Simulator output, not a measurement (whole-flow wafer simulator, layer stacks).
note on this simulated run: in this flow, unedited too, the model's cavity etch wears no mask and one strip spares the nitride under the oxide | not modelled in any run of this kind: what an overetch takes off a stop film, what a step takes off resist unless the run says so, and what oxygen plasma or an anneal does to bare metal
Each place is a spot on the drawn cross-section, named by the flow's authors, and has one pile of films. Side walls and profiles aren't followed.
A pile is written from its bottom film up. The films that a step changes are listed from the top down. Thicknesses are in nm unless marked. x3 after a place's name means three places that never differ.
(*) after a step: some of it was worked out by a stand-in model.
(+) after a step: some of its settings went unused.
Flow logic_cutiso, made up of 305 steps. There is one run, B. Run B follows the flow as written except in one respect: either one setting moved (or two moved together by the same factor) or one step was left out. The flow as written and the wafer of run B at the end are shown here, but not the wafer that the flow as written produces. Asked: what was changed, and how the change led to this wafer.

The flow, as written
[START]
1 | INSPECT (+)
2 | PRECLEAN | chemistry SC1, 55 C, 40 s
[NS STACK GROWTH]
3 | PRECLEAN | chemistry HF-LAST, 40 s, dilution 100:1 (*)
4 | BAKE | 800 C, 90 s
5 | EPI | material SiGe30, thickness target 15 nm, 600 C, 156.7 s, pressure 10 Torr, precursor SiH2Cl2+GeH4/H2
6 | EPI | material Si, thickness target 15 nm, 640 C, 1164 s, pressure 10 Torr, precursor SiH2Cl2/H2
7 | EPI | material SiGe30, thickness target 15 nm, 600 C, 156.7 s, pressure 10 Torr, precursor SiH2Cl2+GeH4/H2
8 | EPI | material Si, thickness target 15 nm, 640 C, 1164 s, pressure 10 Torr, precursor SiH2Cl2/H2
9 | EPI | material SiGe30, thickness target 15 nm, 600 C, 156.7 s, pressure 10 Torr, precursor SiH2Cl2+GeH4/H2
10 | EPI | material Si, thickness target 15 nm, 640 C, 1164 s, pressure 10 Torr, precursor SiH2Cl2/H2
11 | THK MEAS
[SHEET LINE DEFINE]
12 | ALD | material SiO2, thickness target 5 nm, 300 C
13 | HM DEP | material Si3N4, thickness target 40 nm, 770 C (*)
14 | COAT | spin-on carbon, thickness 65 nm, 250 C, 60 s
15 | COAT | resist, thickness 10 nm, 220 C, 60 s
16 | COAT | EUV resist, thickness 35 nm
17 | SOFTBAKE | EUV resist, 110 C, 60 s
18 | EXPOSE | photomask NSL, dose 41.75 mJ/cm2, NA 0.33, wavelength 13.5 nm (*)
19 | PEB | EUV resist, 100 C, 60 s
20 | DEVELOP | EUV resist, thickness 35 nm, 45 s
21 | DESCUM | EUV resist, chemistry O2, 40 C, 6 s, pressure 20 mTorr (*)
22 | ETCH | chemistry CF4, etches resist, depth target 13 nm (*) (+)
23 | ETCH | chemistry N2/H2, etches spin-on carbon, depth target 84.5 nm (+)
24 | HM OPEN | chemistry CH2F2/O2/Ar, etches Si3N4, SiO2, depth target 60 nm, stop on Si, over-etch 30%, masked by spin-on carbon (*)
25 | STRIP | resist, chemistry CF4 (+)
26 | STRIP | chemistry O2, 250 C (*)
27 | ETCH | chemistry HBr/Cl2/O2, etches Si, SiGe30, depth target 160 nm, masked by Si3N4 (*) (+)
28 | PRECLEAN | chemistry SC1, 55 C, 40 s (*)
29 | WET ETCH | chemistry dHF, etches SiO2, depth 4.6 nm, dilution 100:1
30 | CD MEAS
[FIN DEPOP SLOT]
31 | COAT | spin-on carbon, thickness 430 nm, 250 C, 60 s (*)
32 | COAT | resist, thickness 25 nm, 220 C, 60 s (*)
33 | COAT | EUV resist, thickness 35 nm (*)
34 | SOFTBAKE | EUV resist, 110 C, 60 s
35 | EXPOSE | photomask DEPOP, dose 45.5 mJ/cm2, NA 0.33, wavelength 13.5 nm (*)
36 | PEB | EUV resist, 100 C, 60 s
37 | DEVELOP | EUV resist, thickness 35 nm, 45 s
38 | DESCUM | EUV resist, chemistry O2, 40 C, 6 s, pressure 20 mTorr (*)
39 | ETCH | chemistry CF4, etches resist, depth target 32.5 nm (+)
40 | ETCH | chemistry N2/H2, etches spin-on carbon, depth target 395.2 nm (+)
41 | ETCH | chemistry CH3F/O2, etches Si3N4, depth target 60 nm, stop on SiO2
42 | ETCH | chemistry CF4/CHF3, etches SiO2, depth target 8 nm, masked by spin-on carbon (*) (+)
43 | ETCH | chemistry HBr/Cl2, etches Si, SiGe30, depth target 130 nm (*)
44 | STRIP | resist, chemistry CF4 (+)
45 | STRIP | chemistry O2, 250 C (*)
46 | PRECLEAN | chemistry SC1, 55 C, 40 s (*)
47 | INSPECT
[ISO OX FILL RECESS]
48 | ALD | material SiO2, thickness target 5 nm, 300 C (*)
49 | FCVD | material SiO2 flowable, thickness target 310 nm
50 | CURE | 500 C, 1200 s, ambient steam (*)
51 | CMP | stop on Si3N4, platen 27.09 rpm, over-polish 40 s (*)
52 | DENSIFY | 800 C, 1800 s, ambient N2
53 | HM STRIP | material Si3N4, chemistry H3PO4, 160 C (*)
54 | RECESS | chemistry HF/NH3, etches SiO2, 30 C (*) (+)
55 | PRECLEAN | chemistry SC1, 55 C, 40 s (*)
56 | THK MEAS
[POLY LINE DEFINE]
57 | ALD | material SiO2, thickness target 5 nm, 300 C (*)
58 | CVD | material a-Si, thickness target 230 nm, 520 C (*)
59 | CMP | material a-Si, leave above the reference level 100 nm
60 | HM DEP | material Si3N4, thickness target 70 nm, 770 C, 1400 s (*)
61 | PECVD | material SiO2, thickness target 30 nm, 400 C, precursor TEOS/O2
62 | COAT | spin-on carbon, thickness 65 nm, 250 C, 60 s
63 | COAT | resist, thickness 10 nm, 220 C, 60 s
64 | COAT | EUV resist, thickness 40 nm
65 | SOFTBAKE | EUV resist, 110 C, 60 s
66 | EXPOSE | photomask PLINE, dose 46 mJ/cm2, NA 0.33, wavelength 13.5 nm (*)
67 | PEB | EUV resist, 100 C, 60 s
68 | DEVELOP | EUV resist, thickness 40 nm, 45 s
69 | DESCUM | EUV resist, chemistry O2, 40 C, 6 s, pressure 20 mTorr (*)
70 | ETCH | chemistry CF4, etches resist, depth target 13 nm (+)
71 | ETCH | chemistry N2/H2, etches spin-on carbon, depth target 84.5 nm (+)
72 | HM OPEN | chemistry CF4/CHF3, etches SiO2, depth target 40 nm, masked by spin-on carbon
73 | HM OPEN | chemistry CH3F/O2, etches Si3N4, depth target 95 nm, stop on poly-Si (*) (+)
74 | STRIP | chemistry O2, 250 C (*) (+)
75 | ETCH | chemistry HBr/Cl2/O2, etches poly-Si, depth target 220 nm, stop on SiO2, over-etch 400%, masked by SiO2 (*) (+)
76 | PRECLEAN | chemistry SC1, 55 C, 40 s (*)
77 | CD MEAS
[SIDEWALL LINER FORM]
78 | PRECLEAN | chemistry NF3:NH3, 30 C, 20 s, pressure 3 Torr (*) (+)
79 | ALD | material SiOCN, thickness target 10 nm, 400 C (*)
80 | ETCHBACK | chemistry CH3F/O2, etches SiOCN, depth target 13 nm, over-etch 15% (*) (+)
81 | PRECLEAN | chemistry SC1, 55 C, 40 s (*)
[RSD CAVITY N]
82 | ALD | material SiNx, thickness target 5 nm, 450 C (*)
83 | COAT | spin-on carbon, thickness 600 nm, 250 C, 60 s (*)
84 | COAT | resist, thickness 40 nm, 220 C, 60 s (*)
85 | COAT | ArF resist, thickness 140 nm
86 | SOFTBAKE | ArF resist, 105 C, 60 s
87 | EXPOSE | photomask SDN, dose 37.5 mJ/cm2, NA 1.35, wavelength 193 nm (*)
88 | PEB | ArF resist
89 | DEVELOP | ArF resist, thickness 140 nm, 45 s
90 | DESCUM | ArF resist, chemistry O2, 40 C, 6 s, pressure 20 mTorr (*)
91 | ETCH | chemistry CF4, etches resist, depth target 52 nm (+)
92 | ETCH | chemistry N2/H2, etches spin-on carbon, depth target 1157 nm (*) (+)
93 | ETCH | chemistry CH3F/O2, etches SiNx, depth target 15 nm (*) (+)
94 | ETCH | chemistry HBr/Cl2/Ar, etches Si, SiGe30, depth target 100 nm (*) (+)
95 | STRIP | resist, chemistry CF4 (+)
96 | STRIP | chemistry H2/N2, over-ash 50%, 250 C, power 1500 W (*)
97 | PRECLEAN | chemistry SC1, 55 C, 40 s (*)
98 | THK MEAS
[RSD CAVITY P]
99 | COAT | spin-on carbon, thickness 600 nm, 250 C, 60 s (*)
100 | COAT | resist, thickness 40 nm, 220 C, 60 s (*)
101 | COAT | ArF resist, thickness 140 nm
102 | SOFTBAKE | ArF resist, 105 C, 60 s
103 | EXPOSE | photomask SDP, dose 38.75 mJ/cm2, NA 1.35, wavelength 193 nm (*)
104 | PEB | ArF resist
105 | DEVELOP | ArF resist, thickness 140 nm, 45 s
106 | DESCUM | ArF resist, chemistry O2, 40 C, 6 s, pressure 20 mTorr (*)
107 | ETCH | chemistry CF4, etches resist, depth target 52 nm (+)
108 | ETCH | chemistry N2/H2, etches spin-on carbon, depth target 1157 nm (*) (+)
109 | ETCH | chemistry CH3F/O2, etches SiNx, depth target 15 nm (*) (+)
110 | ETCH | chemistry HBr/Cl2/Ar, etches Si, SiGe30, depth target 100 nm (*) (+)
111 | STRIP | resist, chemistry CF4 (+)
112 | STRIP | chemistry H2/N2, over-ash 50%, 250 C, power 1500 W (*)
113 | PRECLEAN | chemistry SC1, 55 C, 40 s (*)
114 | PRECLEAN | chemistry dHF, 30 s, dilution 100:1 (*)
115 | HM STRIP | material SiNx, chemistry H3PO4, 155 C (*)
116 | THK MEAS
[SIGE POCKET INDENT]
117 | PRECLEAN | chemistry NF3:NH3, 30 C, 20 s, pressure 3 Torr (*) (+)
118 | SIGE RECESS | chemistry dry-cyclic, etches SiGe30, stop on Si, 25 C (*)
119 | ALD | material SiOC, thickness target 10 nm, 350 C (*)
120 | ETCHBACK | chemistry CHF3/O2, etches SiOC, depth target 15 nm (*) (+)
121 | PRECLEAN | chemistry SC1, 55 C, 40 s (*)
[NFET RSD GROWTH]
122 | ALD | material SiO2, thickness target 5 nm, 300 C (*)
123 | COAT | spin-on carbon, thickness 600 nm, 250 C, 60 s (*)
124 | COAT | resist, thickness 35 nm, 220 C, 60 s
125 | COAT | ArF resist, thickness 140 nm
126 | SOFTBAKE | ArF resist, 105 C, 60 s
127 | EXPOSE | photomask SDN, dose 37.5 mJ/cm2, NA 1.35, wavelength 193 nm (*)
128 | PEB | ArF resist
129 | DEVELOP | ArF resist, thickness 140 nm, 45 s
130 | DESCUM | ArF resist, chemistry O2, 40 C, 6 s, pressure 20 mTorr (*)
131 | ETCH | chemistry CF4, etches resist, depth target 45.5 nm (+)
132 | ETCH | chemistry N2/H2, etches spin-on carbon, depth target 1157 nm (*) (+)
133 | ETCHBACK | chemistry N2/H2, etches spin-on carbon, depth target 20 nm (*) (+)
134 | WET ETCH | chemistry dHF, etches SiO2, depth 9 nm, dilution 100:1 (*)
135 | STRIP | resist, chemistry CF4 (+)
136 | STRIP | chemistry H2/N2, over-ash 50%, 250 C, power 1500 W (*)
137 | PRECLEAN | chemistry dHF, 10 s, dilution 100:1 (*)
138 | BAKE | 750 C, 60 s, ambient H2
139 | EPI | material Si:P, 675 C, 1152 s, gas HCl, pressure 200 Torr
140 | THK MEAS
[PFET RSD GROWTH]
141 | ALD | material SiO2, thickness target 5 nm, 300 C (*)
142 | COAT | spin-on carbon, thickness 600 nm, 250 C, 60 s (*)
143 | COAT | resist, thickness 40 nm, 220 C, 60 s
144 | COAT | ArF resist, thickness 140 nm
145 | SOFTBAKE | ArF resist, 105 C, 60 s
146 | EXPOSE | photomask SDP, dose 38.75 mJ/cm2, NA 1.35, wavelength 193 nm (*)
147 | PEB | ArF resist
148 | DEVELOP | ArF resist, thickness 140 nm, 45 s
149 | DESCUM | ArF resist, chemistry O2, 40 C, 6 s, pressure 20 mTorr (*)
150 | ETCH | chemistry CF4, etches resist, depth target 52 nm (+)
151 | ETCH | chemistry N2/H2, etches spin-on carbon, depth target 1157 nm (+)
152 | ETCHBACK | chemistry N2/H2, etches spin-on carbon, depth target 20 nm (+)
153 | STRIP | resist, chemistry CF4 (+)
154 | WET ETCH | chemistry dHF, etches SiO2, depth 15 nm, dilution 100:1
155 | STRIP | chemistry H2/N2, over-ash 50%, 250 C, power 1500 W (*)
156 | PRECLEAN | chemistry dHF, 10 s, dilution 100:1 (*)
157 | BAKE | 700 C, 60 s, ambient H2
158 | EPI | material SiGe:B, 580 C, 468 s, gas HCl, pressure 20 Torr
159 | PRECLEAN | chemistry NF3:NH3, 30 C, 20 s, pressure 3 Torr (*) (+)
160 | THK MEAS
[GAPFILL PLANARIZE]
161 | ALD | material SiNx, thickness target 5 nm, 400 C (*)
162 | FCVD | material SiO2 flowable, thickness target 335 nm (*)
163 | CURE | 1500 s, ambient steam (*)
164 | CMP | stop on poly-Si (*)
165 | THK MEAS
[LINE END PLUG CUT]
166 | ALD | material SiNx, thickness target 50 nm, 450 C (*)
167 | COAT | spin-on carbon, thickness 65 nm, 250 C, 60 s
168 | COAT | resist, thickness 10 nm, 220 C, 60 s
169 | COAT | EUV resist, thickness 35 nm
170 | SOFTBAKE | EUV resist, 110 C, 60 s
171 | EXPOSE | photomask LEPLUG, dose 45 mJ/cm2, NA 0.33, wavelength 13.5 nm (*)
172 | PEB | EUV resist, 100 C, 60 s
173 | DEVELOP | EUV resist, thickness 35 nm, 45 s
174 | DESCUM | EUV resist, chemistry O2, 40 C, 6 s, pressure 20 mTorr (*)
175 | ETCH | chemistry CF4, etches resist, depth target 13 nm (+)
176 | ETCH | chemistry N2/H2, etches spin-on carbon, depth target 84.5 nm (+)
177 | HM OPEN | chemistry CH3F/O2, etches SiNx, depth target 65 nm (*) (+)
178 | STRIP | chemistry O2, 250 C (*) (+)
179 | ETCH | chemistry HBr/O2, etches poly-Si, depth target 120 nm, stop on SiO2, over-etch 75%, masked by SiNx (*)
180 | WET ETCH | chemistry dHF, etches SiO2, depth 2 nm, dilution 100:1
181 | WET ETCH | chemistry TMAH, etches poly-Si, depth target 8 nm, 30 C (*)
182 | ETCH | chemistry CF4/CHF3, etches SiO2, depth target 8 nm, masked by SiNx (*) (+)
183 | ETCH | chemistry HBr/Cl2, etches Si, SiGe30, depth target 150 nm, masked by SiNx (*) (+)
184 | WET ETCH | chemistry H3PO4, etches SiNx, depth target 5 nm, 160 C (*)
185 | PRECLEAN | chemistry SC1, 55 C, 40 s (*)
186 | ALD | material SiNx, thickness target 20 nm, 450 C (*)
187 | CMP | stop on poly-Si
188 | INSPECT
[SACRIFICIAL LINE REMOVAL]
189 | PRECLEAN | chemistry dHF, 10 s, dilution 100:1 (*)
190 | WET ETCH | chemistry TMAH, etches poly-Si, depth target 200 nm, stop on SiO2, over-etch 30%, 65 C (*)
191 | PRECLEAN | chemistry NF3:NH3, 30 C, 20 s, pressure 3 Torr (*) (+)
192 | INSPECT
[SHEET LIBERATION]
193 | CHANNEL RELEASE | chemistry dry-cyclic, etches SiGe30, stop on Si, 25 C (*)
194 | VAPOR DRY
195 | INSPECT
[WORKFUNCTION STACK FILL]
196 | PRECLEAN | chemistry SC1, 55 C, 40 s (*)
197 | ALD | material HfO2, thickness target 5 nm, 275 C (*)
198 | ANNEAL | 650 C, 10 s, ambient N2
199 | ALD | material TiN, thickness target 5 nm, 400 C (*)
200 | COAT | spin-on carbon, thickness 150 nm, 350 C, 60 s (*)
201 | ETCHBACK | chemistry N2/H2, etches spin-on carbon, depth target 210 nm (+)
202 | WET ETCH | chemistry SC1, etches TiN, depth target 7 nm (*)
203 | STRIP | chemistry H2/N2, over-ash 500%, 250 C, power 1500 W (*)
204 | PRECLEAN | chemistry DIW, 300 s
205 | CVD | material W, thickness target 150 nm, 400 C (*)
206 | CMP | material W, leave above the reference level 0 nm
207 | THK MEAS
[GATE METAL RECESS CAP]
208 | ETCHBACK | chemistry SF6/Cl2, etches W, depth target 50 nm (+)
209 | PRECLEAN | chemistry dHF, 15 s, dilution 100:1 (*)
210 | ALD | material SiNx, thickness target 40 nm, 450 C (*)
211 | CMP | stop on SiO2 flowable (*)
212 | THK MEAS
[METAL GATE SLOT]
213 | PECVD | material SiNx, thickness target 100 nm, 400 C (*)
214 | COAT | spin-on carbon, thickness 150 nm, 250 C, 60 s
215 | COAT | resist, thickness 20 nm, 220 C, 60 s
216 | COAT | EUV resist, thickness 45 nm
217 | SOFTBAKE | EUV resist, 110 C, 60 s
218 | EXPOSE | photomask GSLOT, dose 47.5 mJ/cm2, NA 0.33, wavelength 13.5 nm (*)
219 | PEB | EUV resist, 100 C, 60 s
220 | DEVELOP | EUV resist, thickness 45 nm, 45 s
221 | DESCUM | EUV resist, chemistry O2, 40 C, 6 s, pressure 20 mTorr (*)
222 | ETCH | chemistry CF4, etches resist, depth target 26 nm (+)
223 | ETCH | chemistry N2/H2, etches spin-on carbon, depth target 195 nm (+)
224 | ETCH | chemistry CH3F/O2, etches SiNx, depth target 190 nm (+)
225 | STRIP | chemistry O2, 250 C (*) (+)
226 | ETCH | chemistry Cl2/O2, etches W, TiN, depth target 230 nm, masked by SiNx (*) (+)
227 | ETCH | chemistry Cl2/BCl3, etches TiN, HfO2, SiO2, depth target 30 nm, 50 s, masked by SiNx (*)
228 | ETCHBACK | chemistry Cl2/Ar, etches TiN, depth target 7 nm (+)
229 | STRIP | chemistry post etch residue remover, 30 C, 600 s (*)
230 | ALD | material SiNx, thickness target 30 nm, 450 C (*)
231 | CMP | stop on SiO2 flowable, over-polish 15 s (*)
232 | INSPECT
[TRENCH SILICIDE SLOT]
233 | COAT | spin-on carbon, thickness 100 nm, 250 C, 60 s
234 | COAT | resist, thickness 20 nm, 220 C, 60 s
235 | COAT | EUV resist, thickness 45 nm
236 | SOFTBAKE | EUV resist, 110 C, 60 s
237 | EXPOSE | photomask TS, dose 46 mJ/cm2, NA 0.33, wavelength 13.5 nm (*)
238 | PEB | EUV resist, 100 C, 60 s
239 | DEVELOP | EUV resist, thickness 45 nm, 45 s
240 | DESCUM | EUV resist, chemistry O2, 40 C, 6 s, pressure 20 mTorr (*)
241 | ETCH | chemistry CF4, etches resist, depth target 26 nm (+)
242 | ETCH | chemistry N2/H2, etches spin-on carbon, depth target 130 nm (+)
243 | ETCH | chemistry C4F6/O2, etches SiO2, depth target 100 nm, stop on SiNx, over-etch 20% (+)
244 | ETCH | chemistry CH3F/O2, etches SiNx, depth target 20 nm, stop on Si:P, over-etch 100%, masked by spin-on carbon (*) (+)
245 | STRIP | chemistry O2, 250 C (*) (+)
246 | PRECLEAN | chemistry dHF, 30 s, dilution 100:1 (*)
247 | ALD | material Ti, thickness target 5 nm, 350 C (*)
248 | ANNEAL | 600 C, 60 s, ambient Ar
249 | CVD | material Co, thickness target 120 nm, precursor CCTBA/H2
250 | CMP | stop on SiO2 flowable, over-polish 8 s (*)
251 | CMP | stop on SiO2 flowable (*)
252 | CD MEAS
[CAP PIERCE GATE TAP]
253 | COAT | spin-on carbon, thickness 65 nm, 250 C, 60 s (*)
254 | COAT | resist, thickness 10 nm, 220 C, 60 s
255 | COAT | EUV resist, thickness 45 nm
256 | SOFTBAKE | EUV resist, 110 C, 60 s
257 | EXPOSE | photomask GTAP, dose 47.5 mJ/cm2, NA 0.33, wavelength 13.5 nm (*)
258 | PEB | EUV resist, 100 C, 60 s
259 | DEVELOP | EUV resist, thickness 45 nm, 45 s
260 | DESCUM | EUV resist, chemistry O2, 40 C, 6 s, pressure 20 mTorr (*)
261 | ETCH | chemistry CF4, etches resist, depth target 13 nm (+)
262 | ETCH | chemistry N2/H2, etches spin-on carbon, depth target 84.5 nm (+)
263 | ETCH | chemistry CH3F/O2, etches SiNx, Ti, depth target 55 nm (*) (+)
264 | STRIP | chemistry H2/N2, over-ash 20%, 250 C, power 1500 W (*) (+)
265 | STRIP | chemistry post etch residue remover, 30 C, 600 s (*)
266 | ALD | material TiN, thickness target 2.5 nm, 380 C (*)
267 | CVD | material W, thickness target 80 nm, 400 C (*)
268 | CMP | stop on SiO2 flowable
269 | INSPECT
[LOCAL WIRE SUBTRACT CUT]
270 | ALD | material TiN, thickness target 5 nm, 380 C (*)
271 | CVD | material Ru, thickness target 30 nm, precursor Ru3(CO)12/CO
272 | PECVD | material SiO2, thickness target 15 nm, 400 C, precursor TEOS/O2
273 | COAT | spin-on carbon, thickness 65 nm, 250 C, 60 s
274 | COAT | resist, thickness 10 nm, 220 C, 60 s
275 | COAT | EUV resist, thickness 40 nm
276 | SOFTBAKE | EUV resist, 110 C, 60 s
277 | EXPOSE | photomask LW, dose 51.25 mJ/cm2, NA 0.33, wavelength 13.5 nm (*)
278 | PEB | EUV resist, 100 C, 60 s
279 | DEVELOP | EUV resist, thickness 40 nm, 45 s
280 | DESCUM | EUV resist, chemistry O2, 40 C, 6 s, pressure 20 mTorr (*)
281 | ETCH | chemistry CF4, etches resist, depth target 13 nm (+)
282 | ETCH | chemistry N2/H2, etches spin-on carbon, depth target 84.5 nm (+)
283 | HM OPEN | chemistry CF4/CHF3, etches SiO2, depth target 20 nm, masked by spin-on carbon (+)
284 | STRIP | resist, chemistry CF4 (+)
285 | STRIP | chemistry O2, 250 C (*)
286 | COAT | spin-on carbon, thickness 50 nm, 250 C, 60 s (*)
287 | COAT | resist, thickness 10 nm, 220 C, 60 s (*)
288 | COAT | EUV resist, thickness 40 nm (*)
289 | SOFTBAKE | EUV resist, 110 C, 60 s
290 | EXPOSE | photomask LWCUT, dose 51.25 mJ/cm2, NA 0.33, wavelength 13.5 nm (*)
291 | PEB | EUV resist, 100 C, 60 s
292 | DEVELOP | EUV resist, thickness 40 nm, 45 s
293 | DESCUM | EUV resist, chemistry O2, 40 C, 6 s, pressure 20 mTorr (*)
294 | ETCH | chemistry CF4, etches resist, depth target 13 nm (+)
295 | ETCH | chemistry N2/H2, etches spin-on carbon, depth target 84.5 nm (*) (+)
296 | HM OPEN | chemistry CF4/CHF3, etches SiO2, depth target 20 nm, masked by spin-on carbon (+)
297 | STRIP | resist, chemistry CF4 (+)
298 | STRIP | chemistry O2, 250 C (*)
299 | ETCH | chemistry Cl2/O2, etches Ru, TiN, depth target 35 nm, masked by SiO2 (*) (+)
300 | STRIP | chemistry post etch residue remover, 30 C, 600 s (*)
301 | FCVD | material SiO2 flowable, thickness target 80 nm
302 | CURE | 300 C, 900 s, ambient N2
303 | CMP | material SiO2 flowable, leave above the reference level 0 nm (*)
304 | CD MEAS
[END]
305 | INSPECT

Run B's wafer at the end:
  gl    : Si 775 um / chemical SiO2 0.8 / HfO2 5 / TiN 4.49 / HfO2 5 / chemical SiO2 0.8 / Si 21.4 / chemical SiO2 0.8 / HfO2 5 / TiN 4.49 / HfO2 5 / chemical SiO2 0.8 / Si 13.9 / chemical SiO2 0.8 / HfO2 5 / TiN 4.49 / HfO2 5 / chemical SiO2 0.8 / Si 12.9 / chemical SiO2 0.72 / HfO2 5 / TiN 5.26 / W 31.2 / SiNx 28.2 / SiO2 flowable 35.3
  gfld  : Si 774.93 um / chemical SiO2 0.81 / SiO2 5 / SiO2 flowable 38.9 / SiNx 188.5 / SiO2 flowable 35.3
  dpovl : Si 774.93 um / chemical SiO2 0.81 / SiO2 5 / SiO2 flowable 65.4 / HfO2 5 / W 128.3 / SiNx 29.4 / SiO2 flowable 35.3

Cause: step 6, EPI: thickness target 22.5 nm was run, whereas the flow has thickness target 15 nm; step 6, EPI: 1747 s was run, where the flow has 1164 s.

Step by step, how the change led to this:
  6 | EPI | material Si, thickness target 15 nm, 640 C, 1164 s, pressure 10 Torr, precursor SiH2Cl2/H2
      depop, dpovl, gfld and 19 more: +22.5 Si (new film) (as written it would have been: +15 Si (new film))
  27 | ETCH | chemistry HBr/Cl2/O2, etches Si, SiGe30, depth target 160 nm, masked by Si3N4 (*) (+)
      gfld, gxf, iso, lnri: -0.79 chemical SiO2 (all of it), -11.4 Si (all of it), -15 SiGe30 (all of it), -15 Si (all of it), -15 SiGe30 (all of it), -22.5 Si (all of it), -15 SiGe30 (all of it), -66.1 Si (as written it would have been: -0.79 chemical SiO2 (all of it), -11.4 Si (all of it), -15 SiGe30 (all of it), -15 Si (all of it), -15 SiGe30 (all of it), -15 Si (all of it), -15 SiGe30 (all of it), -73.6 Si)
      dpovl, nsgap: -0.79 chemical SiO2 (all of it), -11.8 Si (all of it), -15 SiGe30 (all of it), -15 Si (all of it), -15 SiGe30 (all of it), -22.5 Si (all of it), -15 SiGe30 (all of it), -65.7 Si (as written it would have been: -0.79 chemical SiO2 (all of it), -11.8 Si (all of it), -15 SiGe30 (all of it), -15 Si (all of it), -15 SiGe30 (all of it), -15 Si (all of it), -15 SiGe30 (all of it), -73.2 Si)
      (as well as at 1 more place)
  43 | ETCH | chemistry HBr/Cl2, etches Si, SiGe30, depth target 130 nm (*)
      depop: -14 Si (all of it), -15 SiGe30 (all of it), -15 Si (all of it), -15 SiGe30 (all of it), -22.5 Si (all of it), -15 SiGe30 (all of it), -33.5 Si (as written it would have been: -14 Si (all of it), -15 SiGe30 (all of it), -15 Si (all of it), -15 SiGe30 (all of it), -15 Si (all of it), -15 SiGe30 (all of it), -41 Si)
  94 | ETCH | chemistry HBr/Cl2/Ar, etches Si, SiGe30, depth target 100 nm (*) (+)
      rsdn, rsdx: -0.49 chemical SiO2 (all of it), -12.8 Si (all of it), -15 SiGe30 (all of it), -15 Si (all of it), -15 SiGe30 (all of it), -22.5 Si (all of it), -15 SiGe30 (all of it), -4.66 Si (as written it would have been: -0.49 chemical SiO2 (all of it), -12.8 Si (all of it), -15 SiGe30 (all of it), -15 Si (all of it), -15 SiGe30 (all of it), -15 Si (all of it), -15 SiGe30 (all of it), -12.2 Si)
  110 | ETCH | chemistry HBr/Cl2/Ar, etches Si, SiGe30, depth target 100 nm (*) (+)
      rsdp, rsdw: -0.49 chemical SiO2 (all of it), -12.8 Si (all of it), -15 SiGe30 (all of it), -15 Si (all of it), -15 SiGe30 (all of it), -22.5 Si (all of it), -15 SiGe30 (all of it), -4.66 Si (as written it would have been: -0.49 chemical SiO2 (all of it), -12.8 Si (all of it), -15 SiGe30 (all of it), -15 Si (all of it), -15 SiGe30 (all of it), -15 Si (all of it), -15 SiGe30 (all of it), -12.2 Si)
  183 | ETCH | chemistry HBr/Cl2, etches Si, SiGe30, depth target 150 nm, masked by SiNx (*) (+)
      plug: -13.6 Si (all of it), -15 SiGe30 (all of it), -15 Si (all of it), -15 SiGe30 (all of it), -22.5 Si (all of it), -15 SiGe30 (all of it), -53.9 Si (as written it would have been: -13.6 Si (all of it), -15 SiGe30 (all of it), -15 Si (all of it), -15 SiGe30 (all of it), -15 Si (all of it), -15 SiGe30 (all of it), -61.4 Si)
